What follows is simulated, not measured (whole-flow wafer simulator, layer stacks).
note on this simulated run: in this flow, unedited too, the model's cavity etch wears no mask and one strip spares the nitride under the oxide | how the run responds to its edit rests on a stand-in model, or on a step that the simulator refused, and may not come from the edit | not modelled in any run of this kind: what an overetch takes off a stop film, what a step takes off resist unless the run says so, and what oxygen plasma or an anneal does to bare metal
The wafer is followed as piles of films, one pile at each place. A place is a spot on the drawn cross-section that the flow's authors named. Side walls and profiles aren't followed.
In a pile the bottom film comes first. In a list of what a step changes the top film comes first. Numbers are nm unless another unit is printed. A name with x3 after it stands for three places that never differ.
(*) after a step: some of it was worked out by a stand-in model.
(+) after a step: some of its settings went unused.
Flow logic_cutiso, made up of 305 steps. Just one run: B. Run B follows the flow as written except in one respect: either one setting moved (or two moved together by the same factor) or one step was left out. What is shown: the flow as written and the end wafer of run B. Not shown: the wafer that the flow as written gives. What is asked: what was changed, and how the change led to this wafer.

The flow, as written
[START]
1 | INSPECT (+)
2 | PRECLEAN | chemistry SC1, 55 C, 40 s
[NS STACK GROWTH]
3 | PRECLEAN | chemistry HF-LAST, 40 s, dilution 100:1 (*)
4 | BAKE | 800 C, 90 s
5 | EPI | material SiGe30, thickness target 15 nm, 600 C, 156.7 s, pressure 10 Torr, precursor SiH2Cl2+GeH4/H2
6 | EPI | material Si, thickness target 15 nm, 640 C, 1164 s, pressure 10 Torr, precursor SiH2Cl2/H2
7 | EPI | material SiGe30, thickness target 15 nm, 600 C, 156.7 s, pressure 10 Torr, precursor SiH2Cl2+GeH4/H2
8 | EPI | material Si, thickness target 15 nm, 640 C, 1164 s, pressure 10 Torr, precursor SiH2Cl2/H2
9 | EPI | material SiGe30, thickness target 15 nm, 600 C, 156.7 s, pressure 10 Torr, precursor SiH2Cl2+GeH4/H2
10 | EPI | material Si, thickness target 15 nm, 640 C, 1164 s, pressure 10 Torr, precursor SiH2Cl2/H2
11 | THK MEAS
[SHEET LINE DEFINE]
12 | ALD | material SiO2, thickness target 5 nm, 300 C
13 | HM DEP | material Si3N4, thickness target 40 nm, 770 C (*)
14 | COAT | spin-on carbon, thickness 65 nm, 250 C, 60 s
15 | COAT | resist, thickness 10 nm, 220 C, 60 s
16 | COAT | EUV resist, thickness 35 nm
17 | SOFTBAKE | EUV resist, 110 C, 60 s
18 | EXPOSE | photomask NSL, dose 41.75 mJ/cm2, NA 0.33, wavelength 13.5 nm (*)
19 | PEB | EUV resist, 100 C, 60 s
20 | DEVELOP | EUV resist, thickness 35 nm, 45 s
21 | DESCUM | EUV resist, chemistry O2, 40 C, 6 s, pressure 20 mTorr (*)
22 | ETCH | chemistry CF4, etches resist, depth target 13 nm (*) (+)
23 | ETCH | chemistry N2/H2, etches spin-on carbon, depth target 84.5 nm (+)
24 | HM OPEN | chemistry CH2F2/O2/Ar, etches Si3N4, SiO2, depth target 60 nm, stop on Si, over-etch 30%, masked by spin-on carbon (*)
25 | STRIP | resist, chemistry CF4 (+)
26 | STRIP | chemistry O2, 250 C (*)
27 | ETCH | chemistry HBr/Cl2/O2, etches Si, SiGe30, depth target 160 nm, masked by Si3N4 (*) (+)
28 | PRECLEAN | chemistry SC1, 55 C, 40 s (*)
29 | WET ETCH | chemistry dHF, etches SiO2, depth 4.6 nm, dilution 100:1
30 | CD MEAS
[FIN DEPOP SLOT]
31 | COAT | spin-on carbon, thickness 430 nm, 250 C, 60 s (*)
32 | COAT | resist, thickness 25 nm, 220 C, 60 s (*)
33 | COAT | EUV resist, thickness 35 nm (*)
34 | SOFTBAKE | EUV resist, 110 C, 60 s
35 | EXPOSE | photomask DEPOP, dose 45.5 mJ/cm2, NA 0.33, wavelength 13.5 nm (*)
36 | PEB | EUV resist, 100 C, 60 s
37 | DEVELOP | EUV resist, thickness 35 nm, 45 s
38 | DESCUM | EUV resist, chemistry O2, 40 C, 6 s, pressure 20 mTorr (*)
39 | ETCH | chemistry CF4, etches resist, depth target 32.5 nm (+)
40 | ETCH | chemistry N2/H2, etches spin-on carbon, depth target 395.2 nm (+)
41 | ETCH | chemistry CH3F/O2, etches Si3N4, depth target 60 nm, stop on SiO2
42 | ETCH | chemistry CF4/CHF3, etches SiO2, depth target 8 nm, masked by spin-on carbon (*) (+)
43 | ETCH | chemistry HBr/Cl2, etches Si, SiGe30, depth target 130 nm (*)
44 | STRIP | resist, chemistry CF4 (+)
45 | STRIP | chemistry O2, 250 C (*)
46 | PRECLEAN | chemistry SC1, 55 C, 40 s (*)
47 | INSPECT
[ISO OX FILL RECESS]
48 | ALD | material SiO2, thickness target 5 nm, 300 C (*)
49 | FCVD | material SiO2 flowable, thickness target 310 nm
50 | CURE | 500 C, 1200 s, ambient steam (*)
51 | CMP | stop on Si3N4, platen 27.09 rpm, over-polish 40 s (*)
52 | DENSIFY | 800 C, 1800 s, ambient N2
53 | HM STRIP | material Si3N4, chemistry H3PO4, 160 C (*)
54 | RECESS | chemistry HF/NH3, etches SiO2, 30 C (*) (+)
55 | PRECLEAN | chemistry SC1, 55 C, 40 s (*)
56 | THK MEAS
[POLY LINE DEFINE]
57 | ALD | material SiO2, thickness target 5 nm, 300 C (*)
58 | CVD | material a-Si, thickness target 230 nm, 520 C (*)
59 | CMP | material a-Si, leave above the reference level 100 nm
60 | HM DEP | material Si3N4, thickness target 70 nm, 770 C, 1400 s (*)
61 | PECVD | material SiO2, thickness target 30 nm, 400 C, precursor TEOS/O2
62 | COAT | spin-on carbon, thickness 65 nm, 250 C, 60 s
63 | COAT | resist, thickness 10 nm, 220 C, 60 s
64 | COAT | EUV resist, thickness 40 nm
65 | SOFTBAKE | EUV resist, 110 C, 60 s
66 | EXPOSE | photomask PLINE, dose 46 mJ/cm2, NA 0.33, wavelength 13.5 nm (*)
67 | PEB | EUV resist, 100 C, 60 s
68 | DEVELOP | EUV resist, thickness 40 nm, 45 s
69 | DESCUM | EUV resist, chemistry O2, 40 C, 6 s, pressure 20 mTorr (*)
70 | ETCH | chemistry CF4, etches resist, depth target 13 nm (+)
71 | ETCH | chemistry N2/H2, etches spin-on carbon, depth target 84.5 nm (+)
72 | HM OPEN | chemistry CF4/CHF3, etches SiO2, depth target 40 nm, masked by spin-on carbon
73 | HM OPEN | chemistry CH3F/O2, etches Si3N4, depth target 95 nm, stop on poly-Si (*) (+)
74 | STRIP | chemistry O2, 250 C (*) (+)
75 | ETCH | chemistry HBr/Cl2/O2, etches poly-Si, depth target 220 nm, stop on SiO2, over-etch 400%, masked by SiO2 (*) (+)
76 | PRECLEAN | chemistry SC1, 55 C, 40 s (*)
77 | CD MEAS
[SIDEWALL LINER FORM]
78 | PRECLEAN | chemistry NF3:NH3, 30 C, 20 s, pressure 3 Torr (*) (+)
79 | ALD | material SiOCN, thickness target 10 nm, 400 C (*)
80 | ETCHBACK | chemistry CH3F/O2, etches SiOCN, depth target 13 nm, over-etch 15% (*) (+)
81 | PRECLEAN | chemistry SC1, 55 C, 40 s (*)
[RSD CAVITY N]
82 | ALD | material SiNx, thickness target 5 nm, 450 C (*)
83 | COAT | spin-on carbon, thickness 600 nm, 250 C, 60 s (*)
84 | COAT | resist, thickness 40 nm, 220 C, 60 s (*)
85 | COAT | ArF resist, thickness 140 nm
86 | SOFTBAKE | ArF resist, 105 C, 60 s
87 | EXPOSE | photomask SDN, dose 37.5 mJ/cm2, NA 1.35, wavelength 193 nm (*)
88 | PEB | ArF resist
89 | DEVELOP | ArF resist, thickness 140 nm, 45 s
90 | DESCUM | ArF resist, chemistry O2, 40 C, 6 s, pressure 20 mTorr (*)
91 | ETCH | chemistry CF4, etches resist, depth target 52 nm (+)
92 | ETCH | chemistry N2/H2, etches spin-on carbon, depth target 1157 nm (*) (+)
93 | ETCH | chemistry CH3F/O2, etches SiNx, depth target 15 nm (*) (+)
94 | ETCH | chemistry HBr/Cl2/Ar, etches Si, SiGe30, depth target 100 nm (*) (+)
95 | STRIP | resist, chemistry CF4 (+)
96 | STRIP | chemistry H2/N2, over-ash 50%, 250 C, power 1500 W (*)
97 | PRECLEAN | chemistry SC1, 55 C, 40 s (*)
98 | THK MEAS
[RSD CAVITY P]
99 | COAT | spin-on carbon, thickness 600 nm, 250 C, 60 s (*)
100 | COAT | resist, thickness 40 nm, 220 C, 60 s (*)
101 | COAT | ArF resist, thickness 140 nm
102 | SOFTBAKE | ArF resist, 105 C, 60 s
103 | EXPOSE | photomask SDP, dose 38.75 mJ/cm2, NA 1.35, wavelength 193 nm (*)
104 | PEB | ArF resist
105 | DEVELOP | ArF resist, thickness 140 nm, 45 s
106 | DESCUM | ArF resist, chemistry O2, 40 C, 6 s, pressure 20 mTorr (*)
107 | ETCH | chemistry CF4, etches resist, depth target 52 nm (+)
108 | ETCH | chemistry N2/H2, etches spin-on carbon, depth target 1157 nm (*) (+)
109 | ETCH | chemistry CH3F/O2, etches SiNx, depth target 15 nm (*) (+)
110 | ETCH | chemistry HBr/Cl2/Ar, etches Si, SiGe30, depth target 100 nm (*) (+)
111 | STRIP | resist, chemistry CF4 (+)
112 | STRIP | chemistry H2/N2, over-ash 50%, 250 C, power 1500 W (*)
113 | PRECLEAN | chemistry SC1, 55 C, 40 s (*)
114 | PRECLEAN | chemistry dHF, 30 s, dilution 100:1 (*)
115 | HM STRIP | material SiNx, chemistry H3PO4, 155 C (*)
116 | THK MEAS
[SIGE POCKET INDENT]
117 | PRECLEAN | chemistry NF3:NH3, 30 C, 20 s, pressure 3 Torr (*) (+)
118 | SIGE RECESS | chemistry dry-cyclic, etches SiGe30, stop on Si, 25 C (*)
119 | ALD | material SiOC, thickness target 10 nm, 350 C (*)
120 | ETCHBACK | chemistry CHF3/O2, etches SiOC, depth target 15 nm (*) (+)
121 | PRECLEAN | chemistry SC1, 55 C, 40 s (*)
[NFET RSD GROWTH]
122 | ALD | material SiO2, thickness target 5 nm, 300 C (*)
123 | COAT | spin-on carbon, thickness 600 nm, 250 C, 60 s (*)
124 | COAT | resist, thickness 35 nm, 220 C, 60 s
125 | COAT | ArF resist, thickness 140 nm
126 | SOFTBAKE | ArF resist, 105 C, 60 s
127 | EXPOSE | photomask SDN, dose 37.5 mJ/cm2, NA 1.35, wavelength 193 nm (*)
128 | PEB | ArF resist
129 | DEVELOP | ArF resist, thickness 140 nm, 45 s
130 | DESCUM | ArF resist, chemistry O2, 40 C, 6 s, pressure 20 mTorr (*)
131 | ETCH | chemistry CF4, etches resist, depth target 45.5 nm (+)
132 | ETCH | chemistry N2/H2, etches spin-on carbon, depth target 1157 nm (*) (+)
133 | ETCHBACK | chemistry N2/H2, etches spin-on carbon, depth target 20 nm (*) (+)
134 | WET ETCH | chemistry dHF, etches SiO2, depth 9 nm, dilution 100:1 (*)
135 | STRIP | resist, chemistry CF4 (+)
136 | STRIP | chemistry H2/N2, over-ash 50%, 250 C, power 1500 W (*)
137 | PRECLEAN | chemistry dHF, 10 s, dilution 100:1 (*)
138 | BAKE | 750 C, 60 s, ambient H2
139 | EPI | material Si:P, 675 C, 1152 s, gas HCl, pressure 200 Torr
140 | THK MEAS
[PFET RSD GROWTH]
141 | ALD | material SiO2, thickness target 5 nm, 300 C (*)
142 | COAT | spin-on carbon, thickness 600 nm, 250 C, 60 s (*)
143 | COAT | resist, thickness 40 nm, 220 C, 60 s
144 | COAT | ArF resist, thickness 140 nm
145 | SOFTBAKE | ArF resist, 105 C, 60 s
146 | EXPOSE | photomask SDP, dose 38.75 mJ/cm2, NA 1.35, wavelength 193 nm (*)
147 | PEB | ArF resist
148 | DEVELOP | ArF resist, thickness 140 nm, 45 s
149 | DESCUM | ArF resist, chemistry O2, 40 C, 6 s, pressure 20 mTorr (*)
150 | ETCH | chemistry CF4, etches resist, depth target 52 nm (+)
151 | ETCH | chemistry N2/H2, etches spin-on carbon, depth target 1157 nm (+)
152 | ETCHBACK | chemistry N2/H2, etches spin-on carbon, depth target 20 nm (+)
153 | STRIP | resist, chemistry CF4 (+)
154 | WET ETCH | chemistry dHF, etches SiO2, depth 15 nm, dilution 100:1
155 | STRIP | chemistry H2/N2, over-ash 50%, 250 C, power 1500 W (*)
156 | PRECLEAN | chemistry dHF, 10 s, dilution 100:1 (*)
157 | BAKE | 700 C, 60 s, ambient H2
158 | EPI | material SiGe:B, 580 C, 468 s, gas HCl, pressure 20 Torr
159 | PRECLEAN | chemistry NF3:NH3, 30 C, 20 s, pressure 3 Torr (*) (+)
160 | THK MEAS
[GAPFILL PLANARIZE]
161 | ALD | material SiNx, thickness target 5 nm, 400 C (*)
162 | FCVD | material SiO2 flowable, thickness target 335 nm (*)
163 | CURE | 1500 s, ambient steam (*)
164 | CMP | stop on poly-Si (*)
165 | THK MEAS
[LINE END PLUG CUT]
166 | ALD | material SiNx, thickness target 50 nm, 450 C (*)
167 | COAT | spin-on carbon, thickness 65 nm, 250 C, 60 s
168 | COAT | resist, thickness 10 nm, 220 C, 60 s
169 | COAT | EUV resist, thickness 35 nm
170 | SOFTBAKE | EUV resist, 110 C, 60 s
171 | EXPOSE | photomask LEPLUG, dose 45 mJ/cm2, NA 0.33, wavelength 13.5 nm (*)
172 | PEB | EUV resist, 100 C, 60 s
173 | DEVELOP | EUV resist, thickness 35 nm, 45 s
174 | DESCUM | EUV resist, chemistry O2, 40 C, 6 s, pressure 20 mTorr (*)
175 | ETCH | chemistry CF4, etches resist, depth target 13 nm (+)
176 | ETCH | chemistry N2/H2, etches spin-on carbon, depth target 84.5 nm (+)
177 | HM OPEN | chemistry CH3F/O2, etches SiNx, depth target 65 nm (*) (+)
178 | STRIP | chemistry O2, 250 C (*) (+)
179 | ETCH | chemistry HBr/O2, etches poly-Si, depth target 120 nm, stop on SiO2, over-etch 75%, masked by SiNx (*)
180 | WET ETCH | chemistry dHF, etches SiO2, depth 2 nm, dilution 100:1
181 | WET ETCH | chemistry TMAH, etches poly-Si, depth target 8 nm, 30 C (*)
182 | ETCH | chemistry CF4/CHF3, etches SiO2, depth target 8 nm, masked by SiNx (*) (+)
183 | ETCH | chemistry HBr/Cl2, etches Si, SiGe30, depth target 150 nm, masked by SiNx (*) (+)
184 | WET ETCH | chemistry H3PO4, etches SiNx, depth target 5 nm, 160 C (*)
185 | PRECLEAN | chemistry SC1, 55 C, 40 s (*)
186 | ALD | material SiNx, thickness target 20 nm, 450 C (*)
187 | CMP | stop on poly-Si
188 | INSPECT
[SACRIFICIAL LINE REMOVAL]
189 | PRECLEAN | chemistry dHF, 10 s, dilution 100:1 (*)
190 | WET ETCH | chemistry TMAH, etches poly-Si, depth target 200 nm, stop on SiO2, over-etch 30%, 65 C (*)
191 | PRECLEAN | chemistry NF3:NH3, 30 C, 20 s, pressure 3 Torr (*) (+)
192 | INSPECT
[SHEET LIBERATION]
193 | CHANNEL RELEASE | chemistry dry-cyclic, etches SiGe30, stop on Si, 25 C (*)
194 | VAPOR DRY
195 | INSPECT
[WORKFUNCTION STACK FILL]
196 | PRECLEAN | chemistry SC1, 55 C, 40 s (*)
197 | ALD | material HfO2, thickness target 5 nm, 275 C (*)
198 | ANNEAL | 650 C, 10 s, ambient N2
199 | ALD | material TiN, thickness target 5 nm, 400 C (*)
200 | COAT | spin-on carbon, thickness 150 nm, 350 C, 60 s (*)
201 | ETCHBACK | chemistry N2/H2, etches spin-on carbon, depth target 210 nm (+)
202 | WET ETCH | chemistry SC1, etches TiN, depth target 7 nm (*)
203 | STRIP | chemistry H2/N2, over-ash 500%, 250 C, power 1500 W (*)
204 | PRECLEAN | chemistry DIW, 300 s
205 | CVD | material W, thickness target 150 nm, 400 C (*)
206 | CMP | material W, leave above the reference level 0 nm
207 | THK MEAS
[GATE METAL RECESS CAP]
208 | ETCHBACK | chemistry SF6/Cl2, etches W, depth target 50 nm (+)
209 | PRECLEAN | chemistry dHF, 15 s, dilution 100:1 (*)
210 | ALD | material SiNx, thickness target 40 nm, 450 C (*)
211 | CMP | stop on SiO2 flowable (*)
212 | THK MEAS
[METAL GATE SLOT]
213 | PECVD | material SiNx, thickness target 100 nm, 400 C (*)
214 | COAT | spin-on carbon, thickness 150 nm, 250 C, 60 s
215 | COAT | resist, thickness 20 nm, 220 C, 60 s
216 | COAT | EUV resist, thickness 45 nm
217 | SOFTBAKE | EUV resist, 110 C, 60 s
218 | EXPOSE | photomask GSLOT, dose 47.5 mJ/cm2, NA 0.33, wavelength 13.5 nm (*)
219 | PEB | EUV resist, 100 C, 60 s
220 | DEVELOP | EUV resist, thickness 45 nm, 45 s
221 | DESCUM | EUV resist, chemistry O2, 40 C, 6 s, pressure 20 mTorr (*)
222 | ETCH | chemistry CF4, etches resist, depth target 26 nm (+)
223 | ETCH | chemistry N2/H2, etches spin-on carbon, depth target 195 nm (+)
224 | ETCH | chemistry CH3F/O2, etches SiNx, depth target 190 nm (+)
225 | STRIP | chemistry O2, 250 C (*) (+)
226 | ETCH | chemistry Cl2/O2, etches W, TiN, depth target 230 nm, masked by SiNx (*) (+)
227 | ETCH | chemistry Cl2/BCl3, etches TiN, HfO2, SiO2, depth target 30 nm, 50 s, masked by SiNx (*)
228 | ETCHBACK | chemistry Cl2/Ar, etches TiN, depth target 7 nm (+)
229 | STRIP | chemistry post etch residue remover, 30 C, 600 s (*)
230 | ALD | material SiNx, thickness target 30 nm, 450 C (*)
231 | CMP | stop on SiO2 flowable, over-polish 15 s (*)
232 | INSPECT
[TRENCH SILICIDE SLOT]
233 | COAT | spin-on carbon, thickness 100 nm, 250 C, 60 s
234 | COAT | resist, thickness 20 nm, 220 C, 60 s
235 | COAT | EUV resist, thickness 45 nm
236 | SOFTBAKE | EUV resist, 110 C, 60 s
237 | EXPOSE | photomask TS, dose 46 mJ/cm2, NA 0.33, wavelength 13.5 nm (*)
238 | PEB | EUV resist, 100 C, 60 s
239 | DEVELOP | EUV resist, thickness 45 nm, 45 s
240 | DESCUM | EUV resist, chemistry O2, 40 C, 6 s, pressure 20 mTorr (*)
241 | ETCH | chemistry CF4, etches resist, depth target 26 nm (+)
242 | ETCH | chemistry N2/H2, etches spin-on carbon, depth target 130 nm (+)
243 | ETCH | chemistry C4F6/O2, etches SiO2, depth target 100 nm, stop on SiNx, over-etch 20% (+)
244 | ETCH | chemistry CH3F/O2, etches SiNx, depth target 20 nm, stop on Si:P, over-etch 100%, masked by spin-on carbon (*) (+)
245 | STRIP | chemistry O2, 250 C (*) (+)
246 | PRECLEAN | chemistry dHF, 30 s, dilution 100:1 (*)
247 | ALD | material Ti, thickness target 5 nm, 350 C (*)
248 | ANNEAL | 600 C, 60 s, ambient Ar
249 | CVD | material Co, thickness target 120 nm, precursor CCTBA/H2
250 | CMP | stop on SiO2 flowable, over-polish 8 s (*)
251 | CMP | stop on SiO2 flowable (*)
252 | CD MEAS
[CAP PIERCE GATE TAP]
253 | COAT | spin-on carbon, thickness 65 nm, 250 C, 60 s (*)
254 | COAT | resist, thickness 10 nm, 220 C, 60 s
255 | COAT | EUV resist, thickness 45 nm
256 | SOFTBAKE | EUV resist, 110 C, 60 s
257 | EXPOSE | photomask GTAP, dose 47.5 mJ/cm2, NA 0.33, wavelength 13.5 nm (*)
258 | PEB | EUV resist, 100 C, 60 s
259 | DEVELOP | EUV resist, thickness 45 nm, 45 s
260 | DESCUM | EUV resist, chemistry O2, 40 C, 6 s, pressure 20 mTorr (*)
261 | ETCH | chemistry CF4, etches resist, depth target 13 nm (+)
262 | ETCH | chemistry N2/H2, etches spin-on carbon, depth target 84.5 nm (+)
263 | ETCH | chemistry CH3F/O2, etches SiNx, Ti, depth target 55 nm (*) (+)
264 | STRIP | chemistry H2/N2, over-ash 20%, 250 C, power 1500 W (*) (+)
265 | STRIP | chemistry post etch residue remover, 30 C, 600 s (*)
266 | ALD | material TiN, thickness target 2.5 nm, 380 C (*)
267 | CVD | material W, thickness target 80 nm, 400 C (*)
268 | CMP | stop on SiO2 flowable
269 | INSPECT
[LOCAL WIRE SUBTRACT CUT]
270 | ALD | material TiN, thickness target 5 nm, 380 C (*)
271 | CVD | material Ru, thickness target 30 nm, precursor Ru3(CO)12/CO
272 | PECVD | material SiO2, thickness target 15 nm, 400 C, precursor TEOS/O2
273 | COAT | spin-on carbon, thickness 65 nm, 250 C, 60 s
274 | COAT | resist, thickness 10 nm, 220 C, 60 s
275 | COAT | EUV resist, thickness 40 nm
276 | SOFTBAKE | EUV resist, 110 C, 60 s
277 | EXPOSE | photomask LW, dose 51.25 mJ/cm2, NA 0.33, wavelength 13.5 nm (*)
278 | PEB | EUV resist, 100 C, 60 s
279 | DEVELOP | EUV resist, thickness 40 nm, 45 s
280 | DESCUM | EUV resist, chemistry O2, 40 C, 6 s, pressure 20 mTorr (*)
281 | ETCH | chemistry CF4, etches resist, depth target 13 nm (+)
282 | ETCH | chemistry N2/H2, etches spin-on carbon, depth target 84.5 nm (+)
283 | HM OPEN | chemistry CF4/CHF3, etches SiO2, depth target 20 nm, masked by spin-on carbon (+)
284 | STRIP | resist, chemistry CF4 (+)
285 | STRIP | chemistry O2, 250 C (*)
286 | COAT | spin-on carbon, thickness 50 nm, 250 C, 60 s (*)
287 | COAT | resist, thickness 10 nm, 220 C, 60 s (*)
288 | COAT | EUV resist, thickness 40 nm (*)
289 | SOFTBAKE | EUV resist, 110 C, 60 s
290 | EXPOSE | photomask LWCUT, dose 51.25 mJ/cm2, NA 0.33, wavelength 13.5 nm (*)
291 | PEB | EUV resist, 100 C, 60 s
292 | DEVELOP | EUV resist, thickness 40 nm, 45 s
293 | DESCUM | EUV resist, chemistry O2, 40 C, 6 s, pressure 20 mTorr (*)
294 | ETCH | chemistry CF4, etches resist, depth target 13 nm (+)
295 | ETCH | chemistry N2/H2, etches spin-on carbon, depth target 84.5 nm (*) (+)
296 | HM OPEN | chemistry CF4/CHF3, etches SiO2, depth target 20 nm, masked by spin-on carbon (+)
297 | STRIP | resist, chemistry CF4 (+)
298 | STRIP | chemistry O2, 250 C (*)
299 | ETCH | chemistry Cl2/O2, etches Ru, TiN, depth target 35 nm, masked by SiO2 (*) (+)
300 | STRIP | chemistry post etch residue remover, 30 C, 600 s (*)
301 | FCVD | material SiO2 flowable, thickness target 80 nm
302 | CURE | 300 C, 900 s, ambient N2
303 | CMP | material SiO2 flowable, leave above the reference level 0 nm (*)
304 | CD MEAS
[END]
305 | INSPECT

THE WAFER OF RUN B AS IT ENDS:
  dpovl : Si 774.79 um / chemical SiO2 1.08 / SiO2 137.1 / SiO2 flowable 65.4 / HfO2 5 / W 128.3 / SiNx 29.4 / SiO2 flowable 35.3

Cause: step 40, ETCH: depth target 592.8 nm was run, whereas the flow has depth target 395.2 nm.

How this came from the change, step by step:
  40 | ETCH | chemistry N2/H2, etches spin-on carbon, depth target 395.2 nm (+)
      dpovl: spin-on carbon loses 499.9 (all of it) (as written it would have been: spin-on carbon loses 395.2)
      gfld, gl, glp and 17 more: EUV resist loses 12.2 (all of it), resist loses 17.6 (as written it would have been: EUV resist loses 12.2 (all of it), resist loses 13.9)
      (as well as at 1 more place)
  41 | ETCH | chemistry CH3F/O2, etches Si3N4, depth target 60 nm, stop on SiO2
      dpovl: Si loses 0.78 (as written it would have been: spin-on carbon loses 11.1)
      depop: Si3N4 loses 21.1 (all of it), SiO2 loses 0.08 (as written it would have been: Si3N4 loses 22.2 (all of it), SiO2 loses 0.08)
  42 | ETCH | chemistry CF4/CHF3, etches SiO2, depth target 8 nm, masked by spin-on carbon (*) (+)
      dpovl: Si loses 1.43 (as written it would have been: spin-on carbon loses 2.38)
      gfld: resist loses 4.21 (all of it), spin-on carbon loses 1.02 (as written it would have been: resist loses 7.38)
      (as well as at 19 more places)
  43 | ETCH | chemistry HBr/Cl2, etches Si, SiGe30, depth target 130 nm (*)
      dpovl: Si loses 130 (as written it would have been: spin-on carbon loses 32)
  45 | STRIP | chemistry O2, 250 C (*)
      dpovl: chemical SiO2 gains 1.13 (new film), Si loses 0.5 (as written it would have been: chemical SiO2 gains 0.82 (new film), spin-on carbon loses 59.3 (all of it), Si loses 0.36)
  48 | ALD | material SiO2, thickness target 5 nm, 300 C (*)
      dpovl: SiO2 gains 137.1 (new film) (as written it would have been: SiO2 gains 5 (new film))
  52 | DENSIFY | 800 C, 1800 s, ambient N2
      nsgap: SiO2 flowable loses 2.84 (as written it would have been: SiO2 flowable loses 2.13)
